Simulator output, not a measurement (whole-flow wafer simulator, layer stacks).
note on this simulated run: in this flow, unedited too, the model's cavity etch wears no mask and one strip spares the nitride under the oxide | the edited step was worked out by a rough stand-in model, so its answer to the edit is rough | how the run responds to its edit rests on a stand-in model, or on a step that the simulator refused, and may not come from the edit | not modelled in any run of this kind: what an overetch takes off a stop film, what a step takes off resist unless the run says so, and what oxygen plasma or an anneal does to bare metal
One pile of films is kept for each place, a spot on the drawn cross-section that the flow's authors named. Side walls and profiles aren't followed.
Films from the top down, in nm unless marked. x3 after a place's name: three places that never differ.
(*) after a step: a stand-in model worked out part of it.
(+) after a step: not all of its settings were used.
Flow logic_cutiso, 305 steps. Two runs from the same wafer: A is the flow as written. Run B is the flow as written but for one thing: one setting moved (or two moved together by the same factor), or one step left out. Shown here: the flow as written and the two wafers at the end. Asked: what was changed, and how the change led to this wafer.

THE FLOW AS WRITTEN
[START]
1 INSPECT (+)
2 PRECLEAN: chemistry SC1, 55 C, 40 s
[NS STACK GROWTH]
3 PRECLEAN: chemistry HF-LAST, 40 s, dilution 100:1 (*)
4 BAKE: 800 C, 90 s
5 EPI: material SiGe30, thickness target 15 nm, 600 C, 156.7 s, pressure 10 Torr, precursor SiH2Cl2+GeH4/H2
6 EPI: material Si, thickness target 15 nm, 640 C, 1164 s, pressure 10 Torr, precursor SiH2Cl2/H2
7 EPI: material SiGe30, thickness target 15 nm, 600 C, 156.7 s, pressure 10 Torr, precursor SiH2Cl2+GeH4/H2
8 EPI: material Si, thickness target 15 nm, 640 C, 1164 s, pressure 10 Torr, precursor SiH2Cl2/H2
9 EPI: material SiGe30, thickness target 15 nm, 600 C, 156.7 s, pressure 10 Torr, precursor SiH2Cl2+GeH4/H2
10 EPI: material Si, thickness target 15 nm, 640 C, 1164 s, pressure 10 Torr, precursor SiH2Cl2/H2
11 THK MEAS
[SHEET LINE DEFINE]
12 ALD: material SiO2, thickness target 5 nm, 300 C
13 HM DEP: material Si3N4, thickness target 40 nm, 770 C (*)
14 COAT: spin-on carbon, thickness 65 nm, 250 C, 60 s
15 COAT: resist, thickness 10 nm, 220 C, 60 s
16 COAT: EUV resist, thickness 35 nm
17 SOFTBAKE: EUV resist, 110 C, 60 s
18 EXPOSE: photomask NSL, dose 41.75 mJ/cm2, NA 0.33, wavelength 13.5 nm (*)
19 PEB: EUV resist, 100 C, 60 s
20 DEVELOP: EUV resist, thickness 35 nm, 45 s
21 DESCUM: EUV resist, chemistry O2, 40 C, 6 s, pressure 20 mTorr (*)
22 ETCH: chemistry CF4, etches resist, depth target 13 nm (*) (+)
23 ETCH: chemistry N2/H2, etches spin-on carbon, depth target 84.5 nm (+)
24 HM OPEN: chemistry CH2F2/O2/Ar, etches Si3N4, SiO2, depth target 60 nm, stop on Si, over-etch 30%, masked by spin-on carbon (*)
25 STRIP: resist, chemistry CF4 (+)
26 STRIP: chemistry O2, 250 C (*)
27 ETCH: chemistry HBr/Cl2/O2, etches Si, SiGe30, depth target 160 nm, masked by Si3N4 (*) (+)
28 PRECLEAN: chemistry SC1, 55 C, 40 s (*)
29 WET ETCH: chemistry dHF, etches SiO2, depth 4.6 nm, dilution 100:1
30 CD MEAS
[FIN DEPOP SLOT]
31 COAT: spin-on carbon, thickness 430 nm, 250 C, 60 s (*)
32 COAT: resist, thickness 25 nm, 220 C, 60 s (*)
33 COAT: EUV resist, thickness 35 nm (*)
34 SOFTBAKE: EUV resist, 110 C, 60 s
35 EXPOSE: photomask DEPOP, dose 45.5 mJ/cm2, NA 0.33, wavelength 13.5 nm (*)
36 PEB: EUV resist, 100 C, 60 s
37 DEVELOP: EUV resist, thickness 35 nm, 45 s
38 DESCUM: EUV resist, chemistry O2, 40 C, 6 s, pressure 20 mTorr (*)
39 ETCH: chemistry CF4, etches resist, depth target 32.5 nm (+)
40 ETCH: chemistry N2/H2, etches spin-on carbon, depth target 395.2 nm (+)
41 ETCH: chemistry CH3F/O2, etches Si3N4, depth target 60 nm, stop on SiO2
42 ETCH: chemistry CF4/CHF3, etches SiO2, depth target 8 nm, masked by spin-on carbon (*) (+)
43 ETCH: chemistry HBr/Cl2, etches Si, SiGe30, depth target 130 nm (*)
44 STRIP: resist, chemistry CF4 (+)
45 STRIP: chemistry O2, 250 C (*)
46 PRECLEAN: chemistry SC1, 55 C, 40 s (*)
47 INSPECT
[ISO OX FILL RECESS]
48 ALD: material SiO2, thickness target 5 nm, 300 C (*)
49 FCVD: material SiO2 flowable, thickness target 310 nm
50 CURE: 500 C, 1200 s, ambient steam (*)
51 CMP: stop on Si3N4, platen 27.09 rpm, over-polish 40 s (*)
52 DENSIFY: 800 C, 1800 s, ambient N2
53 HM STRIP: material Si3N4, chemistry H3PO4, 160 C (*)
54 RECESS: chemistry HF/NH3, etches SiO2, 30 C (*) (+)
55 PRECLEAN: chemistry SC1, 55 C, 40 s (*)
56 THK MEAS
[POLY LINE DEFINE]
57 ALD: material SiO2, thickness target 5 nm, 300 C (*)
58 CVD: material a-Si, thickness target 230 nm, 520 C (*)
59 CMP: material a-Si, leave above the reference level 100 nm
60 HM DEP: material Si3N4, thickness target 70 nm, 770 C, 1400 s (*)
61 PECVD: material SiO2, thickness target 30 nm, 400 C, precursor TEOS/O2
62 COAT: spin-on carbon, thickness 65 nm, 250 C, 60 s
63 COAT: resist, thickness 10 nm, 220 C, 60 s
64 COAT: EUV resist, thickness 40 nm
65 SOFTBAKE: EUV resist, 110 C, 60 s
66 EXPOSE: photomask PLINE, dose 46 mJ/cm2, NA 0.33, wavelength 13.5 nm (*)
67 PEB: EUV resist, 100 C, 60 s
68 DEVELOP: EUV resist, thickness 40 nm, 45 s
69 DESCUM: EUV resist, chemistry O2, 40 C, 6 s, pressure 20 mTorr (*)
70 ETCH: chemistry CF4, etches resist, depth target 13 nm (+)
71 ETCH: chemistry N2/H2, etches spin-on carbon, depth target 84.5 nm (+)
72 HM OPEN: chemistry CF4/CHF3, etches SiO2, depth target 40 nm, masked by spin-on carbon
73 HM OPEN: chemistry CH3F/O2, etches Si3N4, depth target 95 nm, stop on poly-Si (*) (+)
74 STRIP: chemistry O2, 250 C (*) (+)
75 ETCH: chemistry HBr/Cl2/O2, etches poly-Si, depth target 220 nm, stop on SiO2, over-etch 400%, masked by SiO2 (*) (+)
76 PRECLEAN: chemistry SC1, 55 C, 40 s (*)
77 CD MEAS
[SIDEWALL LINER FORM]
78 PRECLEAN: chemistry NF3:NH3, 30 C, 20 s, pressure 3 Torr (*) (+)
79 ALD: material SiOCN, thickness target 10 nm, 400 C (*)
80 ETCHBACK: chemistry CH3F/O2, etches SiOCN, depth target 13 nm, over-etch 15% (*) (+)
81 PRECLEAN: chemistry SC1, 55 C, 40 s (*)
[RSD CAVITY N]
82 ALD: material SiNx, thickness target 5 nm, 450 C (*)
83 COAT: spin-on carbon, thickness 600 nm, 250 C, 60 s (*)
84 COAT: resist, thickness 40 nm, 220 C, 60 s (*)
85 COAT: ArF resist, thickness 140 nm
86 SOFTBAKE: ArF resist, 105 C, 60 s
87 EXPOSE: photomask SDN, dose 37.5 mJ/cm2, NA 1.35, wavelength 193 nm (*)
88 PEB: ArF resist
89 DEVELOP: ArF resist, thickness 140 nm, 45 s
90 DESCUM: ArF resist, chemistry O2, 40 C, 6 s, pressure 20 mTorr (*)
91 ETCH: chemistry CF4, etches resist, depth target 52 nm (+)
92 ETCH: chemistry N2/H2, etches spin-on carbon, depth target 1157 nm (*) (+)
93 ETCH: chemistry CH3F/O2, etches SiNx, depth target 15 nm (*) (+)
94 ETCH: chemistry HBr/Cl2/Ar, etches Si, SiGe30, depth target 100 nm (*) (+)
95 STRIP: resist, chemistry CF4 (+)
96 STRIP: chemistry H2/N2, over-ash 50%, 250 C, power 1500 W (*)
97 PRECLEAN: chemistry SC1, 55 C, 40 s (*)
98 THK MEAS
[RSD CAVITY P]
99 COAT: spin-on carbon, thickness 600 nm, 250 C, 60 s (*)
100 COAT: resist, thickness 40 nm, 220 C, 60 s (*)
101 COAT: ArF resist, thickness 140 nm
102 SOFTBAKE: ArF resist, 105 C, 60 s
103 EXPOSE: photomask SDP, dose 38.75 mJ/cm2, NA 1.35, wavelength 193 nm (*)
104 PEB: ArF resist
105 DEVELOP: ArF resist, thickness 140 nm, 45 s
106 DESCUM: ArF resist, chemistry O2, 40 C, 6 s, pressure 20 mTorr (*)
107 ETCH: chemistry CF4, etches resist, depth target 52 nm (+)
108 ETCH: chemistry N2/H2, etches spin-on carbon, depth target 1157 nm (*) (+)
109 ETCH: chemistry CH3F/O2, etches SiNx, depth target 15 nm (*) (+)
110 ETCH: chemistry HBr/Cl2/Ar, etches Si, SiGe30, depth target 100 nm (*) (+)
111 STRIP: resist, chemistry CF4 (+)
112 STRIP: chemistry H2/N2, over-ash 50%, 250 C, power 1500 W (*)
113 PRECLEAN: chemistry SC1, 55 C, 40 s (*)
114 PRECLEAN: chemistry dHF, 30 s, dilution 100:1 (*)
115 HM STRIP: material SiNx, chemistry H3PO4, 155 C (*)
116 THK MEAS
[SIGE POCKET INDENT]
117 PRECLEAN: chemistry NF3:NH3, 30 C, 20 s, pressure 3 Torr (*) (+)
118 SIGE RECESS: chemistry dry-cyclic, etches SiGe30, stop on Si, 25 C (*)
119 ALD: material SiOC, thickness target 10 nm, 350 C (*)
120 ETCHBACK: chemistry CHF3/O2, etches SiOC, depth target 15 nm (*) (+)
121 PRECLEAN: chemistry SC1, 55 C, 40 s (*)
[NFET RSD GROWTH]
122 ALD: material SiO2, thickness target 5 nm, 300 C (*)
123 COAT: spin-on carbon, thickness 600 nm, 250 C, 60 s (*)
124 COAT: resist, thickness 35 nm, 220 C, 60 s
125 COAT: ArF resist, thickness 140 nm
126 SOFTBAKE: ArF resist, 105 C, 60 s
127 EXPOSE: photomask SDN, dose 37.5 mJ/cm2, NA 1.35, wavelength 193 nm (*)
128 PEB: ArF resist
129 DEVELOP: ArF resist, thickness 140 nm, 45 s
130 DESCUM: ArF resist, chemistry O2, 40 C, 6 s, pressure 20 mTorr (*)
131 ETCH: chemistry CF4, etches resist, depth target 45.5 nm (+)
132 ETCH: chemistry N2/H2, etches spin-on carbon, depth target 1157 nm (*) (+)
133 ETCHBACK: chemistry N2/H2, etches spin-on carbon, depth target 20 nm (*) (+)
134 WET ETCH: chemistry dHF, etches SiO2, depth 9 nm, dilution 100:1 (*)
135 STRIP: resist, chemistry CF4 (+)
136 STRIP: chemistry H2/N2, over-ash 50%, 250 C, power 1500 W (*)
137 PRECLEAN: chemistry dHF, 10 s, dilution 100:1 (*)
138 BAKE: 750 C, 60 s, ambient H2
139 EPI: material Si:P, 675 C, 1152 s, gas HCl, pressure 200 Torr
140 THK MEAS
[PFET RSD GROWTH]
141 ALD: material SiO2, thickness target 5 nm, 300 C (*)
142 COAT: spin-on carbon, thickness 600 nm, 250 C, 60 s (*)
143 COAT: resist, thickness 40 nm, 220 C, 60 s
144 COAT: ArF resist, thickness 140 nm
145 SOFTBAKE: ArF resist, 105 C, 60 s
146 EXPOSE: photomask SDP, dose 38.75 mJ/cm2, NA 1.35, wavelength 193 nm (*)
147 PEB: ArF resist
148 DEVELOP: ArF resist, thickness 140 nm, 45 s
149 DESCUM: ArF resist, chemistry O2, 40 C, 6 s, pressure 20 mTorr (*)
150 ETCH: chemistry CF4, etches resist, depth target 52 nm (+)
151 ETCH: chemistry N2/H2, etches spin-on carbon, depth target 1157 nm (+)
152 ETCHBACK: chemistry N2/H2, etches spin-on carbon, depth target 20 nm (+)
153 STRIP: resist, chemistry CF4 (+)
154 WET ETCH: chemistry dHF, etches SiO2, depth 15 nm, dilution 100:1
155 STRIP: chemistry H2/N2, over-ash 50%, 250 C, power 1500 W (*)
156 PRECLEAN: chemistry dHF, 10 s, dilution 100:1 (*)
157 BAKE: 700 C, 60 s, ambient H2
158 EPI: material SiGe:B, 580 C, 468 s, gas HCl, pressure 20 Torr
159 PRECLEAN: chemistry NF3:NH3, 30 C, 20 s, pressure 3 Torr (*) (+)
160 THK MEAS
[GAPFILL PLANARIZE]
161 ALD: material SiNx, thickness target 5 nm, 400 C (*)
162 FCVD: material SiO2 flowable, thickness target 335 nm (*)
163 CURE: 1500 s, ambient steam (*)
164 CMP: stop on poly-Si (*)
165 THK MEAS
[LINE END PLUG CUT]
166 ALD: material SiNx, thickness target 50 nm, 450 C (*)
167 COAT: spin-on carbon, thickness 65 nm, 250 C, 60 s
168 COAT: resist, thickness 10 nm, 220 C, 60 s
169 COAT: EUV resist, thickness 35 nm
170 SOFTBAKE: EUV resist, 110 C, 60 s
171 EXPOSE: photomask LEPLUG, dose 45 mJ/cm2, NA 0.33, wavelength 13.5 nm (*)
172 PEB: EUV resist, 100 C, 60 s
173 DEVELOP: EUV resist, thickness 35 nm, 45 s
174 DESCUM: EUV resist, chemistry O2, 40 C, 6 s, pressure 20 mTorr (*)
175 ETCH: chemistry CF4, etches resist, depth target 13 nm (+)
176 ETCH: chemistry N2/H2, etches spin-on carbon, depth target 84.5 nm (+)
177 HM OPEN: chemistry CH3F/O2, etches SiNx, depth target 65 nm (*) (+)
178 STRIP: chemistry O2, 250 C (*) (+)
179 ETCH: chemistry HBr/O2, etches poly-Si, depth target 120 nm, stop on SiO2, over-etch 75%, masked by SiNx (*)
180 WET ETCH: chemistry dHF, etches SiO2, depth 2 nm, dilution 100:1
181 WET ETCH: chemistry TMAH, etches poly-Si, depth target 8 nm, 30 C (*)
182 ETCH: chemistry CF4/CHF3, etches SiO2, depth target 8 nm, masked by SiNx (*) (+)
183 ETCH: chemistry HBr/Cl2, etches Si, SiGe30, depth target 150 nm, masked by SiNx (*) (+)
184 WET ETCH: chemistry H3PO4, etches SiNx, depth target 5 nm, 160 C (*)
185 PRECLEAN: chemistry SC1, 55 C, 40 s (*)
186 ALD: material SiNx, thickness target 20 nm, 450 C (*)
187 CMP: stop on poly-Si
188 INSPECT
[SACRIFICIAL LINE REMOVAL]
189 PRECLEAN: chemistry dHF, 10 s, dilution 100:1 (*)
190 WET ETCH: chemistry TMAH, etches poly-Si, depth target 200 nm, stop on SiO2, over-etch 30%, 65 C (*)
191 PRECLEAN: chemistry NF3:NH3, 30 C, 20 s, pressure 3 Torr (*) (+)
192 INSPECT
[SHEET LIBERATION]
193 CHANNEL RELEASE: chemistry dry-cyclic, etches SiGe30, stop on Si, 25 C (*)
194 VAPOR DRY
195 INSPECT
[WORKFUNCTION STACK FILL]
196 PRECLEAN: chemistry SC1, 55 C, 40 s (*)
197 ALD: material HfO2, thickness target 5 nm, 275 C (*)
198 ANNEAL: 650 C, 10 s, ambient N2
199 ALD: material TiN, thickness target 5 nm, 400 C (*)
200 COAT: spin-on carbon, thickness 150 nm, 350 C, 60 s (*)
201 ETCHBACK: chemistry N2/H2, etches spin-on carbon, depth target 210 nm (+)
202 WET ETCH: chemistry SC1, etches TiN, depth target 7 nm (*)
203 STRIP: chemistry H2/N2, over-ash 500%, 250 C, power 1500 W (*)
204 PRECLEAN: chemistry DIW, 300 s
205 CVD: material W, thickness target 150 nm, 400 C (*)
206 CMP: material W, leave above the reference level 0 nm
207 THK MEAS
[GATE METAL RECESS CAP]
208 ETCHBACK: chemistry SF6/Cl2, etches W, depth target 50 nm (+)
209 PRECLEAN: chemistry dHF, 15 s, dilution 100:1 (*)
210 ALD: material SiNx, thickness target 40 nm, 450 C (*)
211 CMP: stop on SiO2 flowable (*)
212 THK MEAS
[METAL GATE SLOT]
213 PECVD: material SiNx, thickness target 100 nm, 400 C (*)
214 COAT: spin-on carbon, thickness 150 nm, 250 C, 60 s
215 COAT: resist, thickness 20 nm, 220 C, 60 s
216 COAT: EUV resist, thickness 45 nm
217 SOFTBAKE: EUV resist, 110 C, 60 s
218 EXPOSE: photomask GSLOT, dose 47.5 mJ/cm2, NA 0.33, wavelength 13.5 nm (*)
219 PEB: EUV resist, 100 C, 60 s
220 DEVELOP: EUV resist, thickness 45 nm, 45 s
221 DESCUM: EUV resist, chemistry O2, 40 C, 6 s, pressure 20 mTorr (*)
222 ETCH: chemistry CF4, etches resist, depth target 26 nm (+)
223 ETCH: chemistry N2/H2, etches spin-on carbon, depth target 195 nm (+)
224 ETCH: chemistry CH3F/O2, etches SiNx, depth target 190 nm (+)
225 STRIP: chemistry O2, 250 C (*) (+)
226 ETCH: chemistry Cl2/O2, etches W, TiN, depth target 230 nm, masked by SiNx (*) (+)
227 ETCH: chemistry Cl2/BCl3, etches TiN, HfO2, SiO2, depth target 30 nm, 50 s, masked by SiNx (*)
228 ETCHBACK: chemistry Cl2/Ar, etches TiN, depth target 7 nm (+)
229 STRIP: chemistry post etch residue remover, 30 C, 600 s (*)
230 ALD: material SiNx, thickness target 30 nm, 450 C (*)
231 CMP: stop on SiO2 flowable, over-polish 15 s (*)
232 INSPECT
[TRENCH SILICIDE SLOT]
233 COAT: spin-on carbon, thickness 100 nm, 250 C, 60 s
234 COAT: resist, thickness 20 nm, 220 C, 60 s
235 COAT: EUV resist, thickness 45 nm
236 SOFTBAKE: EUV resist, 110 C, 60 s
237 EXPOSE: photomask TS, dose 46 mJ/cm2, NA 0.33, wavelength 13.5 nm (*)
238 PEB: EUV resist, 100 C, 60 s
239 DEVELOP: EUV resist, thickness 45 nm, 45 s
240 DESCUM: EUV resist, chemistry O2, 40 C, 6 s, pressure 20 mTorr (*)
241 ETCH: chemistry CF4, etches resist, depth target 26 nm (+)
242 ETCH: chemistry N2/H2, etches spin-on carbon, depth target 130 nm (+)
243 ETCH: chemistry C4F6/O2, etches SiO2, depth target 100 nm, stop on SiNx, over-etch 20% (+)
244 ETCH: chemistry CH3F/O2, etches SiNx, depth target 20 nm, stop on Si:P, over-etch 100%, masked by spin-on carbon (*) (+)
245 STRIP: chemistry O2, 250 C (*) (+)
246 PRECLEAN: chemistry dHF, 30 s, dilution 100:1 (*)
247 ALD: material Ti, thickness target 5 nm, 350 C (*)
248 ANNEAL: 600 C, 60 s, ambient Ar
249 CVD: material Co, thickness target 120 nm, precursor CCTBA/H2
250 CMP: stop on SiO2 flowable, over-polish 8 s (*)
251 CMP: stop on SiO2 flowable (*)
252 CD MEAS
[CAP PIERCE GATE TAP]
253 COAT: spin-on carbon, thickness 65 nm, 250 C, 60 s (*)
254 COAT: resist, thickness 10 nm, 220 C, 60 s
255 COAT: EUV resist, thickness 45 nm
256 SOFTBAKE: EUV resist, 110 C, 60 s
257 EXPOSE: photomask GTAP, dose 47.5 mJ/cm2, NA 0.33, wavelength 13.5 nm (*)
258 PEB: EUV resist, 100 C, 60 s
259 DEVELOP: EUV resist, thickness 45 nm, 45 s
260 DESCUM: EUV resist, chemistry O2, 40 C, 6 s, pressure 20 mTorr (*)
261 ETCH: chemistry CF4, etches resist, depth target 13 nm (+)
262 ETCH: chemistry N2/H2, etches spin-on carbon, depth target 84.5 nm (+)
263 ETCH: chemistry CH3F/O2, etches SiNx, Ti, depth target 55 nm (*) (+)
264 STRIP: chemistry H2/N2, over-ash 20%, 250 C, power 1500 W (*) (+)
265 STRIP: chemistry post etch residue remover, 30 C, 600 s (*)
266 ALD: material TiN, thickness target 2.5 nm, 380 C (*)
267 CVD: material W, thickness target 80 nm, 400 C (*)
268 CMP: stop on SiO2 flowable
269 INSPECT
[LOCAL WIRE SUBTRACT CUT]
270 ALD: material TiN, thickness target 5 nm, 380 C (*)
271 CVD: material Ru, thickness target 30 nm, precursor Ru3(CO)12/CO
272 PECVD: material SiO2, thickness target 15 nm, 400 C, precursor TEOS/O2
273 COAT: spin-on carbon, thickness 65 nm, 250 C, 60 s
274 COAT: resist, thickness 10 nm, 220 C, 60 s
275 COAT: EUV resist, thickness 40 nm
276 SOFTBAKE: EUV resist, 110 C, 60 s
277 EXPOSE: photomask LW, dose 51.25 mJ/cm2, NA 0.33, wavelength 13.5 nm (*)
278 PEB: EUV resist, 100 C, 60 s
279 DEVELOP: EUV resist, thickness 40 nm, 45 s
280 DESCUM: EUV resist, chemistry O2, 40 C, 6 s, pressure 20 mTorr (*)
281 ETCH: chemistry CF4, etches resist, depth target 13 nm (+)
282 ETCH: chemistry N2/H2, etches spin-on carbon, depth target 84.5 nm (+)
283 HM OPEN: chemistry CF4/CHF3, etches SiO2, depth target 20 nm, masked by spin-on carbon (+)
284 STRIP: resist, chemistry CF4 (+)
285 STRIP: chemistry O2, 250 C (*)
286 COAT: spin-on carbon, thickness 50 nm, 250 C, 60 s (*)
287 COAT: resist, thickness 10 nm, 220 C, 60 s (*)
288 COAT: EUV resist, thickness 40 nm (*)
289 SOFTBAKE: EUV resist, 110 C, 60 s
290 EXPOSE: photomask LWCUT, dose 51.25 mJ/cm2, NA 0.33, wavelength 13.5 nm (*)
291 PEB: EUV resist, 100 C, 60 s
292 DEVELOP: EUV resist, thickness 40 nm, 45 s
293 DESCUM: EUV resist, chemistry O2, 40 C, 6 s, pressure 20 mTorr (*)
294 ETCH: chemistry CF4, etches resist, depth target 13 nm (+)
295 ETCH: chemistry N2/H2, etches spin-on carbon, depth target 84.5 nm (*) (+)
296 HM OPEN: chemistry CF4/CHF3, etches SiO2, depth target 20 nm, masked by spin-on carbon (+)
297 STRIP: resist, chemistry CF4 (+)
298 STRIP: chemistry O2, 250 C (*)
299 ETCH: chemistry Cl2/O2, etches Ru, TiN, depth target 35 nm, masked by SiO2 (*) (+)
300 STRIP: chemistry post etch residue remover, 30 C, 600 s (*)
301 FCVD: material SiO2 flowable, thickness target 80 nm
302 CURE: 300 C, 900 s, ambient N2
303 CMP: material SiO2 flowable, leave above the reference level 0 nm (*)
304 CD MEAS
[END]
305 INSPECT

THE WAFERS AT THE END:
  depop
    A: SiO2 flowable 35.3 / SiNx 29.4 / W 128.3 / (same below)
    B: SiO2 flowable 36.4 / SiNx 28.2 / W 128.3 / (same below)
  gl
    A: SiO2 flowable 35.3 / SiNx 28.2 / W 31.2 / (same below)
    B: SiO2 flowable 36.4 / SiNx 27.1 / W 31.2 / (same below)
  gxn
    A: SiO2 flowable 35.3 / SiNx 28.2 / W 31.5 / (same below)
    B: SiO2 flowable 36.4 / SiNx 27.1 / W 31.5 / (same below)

The cause: step 299, ETCH: depth target 55.1 nm was run, where the flow has depth target 35 nm.

How the change led to this, step by step:
  299 ETCH: chemistry Cl2/O2, etches Ru, TiN, depth target 35 nm, masked by SiO2 (*) (+)
      depop, dpovl, gfld and 9 more: A Ru -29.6 (all of it), TiN -5 (all of it) | B Ru -29.6 (all of it), TiN -5 (all of it), SiNx -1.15
      iso, rsdx: A Ru -29.6 (all of it), TiN -5 (all of it) | B Ru -29.6 (all of it), TiN -5 (all of it), SiO2 flowable -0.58
      (and at 5 more places)
  303 CMP: material SiO2 flowable, leave above the reference level 0 nm (*)
      depop, dpovl, isow, ns, nsgap: A SiO2 flowable -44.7 | B SiO2 flowable -43.6
